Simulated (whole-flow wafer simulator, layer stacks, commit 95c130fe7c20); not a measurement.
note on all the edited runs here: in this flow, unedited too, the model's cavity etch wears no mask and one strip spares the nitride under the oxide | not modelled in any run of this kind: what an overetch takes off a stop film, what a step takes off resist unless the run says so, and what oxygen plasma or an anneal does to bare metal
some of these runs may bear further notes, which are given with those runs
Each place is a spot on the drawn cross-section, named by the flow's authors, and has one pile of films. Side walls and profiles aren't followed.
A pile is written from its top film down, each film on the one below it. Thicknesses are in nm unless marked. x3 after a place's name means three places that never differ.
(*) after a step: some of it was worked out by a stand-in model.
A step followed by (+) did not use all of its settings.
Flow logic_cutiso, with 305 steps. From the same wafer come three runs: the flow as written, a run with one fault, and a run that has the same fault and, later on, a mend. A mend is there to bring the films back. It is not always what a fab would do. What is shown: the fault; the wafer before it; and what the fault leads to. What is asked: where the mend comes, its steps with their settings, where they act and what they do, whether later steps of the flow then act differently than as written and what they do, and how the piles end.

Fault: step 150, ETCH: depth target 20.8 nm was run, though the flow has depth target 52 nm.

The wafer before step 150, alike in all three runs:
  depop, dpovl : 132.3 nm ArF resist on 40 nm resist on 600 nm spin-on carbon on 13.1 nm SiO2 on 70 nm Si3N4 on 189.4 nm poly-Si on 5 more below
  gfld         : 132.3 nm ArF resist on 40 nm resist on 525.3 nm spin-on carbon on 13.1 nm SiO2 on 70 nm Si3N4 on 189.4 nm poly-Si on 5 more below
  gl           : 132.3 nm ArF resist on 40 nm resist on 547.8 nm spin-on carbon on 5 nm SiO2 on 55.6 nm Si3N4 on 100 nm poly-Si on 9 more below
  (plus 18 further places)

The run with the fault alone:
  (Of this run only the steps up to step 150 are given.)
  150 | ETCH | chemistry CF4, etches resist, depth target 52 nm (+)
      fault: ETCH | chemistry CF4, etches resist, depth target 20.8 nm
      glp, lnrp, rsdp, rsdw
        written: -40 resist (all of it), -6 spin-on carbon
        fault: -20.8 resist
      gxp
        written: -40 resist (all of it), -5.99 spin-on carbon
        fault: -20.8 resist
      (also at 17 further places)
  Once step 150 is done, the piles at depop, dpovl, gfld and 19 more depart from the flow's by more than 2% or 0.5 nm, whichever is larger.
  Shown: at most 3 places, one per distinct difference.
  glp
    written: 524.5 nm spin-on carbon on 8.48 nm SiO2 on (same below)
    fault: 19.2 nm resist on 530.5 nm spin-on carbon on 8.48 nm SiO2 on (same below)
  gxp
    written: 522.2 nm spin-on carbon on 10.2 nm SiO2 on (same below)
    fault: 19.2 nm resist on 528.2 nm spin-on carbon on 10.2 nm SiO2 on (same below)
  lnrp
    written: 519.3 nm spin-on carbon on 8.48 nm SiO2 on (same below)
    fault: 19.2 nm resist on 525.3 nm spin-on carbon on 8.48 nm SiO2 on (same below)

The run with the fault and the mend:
  The mend follows step 150.
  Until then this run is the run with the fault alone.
  150a | ETCH | chemistry CF4, etches resist, depth target 31.2 nm (*) (+) (a further turn of the flow's step 150, with different settings)
      depop, dpovl, gfld and 14 more
        -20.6 ArF resist
      glp, gxp, lnrp, rsdp, rsdw
        -19.2 resist (all of it), -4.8 spin-on carbon
  Later steps of the flow that are run all act as written at every place that is followed, up to a difference of at most 2% or 0.5 nm, whichever is larger.
  At every place that both follow, the piles at the end match the flow's.
